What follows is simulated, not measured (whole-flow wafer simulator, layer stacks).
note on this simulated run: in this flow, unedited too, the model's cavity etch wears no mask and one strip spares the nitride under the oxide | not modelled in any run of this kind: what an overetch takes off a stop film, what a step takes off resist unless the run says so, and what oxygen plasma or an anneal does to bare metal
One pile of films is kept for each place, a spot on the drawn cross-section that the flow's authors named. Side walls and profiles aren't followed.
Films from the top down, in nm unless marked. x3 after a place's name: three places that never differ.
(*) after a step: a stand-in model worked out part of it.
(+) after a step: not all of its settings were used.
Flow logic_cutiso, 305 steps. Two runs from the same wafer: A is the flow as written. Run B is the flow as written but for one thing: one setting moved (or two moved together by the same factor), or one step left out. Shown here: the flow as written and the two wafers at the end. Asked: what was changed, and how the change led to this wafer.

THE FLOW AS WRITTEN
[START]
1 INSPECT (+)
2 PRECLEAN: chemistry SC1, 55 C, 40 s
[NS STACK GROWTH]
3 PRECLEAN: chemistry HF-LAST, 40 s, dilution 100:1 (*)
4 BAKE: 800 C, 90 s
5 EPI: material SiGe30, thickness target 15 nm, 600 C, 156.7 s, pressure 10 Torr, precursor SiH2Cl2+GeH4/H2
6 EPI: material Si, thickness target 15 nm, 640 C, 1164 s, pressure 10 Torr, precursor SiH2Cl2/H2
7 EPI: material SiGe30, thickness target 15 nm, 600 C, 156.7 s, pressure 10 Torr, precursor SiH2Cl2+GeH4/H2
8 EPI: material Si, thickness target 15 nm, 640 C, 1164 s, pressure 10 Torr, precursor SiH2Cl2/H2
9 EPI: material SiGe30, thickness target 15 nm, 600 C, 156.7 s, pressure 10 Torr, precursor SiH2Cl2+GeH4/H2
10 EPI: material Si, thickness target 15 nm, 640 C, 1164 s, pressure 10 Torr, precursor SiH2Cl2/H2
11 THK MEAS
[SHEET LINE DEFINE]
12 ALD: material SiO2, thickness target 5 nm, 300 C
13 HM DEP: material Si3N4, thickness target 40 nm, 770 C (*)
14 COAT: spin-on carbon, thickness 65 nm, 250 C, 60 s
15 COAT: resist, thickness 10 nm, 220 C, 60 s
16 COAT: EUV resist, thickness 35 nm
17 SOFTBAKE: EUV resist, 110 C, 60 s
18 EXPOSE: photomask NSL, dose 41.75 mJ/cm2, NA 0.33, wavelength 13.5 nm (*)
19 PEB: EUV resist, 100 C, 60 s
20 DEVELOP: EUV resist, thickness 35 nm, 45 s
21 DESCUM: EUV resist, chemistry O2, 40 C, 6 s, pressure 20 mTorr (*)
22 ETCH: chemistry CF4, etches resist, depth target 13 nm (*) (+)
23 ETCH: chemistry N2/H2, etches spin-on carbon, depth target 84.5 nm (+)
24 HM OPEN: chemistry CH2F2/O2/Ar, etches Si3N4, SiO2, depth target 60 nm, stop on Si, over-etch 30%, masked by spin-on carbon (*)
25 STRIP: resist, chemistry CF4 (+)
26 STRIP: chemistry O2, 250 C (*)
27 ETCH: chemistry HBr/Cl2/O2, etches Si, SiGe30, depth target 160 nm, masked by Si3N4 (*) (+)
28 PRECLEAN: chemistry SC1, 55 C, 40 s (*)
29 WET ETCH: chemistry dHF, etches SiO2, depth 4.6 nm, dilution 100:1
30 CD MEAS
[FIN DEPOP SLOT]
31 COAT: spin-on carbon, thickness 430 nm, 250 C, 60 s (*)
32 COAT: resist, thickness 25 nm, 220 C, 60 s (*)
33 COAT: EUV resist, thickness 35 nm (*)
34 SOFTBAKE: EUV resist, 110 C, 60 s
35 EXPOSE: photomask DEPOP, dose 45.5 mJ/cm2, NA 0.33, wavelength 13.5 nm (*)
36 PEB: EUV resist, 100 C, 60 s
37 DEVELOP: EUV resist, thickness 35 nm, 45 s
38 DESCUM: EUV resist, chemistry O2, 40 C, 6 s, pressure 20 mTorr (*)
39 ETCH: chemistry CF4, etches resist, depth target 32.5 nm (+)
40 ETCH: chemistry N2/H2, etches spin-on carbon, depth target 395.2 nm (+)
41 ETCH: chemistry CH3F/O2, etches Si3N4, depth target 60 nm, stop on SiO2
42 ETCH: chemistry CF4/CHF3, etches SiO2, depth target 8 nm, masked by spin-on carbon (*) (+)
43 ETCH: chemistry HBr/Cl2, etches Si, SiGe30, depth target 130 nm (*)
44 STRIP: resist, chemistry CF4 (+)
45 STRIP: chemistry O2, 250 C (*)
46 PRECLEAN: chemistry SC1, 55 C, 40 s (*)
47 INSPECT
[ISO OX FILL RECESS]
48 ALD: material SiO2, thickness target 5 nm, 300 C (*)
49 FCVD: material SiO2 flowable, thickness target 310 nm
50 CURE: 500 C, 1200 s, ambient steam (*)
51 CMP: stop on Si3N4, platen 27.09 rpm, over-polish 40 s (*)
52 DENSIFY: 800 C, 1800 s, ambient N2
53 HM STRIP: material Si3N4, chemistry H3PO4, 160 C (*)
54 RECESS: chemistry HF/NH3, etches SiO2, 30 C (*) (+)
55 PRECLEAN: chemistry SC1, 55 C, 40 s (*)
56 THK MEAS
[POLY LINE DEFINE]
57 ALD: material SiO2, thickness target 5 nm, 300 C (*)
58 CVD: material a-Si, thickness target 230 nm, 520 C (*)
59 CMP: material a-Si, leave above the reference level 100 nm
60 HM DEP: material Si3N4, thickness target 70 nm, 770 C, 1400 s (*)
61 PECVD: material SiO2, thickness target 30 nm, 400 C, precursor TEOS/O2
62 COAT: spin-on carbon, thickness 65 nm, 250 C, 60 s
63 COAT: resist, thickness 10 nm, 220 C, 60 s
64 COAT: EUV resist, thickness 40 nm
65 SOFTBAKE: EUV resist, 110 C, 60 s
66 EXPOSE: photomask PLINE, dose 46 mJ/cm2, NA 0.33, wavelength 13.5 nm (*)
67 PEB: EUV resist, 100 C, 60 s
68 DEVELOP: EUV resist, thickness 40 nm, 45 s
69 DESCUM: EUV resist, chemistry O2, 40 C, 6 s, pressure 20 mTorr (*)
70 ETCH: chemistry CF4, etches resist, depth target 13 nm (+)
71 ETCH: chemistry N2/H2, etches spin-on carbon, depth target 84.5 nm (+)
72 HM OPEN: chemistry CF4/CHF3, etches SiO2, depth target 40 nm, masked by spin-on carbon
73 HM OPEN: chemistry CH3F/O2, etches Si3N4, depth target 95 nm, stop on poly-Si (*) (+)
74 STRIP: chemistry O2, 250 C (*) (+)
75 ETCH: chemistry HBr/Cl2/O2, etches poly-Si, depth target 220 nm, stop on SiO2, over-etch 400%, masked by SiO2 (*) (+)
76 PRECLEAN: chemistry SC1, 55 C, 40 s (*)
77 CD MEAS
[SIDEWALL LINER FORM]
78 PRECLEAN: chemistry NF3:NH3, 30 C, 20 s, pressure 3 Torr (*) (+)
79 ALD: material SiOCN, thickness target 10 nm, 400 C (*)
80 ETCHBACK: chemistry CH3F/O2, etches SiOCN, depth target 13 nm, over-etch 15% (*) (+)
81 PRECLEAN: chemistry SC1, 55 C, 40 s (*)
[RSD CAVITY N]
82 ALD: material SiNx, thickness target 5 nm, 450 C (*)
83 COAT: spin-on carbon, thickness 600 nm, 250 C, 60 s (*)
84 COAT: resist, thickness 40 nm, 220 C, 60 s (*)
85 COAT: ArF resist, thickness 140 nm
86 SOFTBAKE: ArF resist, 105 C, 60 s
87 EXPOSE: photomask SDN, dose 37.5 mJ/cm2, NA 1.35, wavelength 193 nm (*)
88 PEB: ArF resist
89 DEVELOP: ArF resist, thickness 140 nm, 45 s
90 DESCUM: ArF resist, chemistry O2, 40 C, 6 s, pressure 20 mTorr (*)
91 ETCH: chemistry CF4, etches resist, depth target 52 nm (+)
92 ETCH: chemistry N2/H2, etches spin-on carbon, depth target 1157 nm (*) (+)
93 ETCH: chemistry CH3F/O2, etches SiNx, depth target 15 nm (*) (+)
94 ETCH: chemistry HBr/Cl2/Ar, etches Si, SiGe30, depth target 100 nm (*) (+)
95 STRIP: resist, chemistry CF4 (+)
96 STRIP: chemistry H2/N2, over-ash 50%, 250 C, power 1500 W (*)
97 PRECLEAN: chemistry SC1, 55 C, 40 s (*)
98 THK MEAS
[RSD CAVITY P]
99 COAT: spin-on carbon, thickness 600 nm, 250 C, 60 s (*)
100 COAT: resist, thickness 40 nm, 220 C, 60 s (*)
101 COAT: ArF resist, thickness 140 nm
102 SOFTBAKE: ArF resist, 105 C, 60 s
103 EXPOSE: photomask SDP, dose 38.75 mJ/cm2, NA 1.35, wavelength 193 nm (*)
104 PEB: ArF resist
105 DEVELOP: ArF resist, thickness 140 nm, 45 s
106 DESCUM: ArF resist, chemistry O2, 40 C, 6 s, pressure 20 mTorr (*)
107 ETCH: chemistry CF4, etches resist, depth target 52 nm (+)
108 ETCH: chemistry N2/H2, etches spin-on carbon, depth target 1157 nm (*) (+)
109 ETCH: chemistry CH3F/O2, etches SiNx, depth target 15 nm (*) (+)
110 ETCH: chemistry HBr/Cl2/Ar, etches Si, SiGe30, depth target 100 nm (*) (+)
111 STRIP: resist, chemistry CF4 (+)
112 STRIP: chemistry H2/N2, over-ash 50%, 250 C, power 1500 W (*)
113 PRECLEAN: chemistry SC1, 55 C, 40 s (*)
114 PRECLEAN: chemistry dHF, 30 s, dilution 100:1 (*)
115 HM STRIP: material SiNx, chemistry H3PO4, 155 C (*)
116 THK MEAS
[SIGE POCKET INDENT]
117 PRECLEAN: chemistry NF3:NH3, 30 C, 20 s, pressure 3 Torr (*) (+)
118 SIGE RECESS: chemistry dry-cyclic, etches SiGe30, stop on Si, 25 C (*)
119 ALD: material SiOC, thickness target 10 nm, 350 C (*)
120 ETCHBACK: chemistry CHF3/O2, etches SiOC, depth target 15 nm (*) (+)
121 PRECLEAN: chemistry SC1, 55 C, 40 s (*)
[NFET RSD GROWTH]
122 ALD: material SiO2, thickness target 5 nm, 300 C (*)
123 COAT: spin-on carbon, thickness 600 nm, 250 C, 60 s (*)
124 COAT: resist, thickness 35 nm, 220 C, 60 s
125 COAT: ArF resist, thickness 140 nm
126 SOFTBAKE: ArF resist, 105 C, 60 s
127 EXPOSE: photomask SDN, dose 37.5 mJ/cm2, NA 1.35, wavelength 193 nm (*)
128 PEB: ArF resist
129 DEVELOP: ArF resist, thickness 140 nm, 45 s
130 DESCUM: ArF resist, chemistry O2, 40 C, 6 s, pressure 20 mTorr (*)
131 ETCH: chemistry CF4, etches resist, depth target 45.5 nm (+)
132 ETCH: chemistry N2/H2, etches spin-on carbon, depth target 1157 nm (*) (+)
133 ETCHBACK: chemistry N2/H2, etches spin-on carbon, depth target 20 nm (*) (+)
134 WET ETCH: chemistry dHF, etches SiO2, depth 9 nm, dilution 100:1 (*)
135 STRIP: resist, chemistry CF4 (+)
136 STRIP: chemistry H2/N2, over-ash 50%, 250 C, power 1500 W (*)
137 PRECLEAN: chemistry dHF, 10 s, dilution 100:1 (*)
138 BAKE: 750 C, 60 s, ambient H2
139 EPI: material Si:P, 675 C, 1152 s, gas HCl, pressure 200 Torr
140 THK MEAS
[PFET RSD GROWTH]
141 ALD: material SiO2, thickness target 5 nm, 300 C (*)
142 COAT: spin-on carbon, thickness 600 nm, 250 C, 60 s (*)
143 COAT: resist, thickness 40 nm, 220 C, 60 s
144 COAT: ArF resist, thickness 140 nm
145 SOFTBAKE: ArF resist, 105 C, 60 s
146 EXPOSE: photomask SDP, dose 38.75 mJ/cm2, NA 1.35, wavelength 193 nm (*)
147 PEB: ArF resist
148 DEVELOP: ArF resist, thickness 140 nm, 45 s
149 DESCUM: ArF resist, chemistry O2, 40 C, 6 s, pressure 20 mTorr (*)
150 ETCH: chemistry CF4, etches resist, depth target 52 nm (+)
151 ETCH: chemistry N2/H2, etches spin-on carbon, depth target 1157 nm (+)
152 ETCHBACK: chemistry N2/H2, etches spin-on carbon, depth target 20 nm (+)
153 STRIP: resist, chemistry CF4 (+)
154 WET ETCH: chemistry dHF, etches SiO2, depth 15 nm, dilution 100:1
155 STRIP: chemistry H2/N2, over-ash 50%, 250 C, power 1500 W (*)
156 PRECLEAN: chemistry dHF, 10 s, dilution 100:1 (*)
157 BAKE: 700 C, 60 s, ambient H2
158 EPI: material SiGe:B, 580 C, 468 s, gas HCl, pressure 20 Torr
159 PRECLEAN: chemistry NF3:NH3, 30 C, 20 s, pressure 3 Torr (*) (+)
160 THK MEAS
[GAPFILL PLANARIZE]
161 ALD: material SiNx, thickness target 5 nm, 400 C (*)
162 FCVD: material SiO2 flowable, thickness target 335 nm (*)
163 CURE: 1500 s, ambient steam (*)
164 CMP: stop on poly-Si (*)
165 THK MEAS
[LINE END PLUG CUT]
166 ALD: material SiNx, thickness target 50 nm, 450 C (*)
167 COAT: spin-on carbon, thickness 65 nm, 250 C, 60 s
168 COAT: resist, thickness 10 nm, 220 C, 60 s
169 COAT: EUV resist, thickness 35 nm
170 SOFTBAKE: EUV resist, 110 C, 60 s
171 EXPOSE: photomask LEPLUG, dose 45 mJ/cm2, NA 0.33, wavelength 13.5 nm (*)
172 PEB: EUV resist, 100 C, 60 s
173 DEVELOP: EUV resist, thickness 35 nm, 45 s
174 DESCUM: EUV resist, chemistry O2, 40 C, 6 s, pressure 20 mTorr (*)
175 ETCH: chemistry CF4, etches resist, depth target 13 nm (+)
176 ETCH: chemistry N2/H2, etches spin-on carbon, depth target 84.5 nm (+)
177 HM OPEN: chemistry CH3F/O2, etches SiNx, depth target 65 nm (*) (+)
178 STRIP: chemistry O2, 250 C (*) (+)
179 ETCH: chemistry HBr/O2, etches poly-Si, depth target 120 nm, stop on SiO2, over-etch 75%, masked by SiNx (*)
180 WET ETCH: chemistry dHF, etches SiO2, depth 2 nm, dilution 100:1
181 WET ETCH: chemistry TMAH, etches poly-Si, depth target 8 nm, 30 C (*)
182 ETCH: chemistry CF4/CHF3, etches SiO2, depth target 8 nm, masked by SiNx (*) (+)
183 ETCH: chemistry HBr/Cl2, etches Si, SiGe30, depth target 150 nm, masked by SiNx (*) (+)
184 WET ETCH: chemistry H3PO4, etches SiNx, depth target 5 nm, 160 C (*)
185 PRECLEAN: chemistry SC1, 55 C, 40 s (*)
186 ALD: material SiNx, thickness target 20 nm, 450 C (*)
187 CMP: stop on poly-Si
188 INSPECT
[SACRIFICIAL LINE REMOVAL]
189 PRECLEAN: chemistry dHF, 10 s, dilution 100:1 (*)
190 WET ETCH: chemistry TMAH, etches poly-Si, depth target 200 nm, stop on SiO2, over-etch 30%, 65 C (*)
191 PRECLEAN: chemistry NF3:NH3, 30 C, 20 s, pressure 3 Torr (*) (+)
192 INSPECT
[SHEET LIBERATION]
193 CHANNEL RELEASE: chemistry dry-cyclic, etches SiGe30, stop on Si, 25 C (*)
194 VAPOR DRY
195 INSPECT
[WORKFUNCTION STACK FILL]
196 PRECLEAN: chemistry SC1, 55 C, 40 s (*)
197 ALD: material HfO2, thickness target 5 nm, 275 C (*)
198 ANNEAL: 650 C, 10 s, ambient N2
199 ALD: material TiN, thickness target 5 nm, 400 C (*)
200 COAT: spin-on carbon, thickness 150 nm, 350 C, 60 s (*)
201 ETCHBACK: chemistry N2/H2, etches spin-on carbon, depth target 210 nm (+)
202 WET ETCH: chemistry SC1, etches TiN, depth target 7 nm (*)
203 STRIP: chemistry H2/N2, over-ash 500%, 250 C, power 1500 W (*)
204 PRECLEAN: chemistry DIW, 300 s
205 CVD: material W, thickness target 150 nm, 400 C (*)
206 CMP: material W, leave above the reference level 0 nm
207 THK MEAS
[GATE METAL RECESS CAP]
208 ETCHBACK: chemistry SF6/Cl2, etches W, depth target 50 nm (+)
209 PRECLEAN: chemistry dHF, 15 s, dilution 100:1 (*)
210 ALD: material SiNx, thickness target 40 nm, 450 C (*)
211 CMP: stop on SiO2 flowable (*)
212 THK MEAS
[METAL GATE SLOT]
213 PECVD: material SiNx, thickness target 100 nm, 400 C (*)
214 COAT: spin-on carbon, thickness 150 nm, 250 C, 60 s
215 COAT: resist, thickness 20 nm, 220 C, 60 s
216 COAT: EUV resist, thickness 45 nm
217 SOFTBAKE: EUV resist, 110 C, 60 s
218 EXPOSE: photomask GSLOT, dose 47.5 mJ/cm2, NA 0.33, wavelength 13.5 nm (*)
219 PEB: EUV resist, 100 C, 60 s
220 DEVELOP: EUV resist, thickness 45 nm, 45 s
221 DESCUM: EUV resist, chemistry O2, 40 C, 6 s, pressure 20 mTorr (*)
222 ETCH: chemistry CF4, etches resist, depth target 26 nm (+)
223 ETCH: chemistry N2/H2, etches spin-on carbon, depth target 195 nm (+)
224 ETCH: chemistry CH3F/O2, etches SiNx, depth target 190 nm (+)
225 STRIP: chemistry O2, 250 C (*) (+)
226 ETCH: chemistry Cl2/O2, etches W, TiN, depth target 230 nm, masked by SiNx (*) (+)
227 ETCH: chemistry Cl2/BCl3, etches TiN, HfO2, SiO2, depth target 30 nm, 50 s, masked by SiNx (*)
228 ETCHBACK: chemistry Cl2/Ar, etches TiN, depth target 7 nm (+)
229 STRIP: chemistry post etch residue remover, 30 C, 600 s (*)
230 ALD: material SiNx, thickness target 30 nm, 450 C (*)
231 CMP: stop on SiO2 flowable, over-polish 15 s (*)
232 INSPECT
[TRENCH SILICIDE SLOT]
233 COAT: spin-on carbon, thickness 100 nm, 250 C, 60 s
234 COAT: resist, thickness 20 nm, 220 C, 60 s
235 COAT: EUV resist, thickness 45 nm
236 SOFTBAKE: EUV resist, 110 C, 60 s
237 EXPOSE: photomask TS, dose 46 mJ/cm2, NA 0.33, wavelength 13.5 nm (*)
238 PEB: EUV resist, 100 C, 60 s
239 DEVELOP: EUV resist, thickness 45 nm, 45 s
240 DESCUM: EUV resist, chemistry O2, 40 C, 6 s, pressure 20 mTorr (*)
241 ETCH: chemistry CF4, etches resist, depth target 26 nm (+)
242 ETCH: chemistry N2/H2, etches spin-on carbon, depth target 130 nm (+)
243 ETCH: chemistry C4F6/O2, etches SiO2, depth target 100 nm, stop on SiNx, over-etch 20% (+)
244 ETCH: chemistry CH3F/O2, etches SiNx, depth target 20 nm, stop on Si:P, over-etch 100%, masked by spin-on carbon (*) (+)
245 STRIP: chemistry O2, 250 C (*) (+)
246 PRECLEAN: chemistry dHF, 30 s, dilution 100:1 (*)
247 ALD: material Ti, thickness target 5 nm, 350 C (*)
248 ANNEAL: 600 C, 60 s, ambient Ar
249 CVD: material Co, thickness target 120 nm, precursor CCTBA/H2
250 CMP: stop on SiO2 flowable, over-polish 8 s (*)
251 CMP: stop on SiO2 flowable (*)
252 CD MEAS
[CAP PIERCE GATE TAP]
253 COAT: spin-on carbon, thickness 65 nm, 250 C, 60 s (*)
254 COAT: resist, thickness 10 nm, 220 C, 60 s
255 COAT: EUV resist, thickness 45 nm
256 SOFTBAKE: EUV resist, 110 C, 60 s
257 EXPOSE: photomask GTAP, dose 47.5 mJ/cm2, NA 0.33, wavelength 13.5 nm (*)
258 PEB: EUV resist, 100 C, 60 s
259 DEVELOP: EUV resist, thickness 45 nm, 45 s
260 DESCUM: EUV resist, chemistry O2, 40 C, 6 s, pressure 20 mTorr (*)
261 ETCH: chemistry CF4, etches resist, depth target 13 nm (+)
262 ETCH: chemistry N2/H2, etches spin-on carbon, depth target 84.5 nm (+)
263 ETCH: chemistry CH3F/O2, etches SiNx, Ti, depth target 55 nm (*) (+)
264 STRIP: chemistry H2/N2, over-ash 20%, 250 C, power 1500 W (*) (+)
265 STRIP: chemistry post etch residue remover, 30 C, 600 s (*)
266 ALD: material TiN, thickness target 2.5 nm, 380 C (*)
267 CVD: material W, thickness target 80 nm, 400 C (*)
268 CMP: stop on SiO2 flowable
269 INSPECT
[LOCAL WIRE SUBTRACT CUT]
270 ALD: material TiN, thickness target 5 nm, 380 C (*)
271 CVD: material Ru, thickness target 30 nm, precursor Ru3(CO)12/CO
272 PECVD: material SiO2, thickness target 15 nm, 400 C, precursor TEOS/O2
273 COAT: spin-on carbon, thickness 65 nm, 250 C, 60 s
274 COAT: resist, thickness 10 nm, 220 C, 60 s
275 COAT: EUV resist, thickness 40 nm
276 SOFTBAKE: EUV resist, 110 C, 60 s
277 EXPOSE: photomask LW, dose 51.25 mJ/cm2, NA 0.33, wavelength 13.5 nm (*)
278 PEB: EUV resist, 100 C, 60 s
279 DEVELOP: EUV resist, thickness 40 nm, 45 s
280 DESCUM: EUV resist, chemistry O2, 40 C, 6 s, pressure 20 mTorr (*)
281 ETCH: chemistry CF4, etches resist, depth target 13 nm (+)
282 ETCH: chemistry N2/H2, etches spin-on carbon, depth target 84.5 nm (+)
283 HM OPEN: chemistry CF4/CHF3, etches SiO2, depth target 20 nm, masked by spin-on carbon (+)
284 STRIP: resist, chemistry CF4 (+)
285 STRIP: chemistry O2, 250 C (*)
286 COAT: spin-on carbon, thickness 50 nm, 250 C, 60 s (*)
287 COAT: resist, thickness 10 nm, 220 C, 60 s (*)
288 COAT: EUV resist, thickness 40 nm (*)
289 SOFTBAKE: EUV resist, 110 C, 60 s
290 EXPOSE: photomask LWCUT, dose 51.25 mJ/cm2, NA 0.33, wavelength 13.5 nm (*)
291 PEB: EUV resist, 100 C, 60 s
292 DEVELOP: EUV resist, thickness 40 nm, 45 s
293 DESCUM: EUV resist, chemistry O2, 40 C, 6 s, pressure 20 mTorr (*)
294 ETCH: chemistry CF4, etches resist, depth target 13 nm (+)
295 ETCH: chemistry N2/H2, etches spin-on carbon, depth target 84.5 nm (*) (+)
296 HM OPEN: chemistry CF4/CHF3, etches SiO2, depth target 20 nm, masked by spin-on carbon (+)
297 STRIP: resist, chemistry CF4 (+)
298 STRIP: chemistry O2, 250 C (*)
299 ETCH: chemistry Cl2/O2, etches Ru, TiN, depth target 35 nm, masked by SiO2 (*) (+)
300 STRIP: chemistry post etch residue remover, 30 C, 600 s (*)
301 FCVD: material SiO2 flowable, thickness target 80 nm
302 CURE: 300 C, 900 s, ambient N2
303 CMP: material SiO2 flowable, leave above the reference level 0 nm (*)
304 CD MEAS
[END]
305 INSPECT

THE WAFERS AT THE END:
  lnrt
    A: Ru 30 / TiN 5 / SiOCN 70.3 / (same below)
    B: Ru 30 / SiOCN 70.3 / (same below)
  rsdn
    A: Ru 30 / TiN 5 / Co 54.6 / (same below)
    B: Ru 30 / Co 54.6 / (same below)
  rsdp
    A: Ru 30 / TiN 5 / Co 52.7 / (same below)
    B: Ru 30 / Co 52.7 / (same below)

The cause: step 270, ALD: material TiN, thickness target 5 nm, 380 C (*), was left out.

How the change led to this, step by step:
  299 ETCH: chemistry Cl2/O2, etches Ru, TiN, depth target 35 nm, masked by SiO2 (*) (+)
      depop, dpovl, gfld and 9 more: A Ru -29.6 (all of it), TiN -5 (all of it) | B Ru -29.6 (all of it), SiNx -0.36
      lnr, lnri, lnrp: A Ru -29.6 (all of it), TiN -5 (all of it) | B Ru -29.6 (all of it)
      (and at 3 more places)
  301 FCVD: material SiO2 flowable, thickness target 80 nm
      lnrt, rsdn, rsdp, tap: A SiO2 flowable +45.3 (new film) | B SiO2 flowable +48.7 (new film)
  303 CMP: material SiO2 flowable, leave above the reference level 0 nm (*)
      gfld, gl, glp and 10 more: A SiO2 flowable -59.2 | B SiO2 flowable -62.6
      depop, dpovl, isow, ns, nsgap: A SiO2 flowable -44.7 | B SiO2 flowable -49.4
      (and at 4 more places)
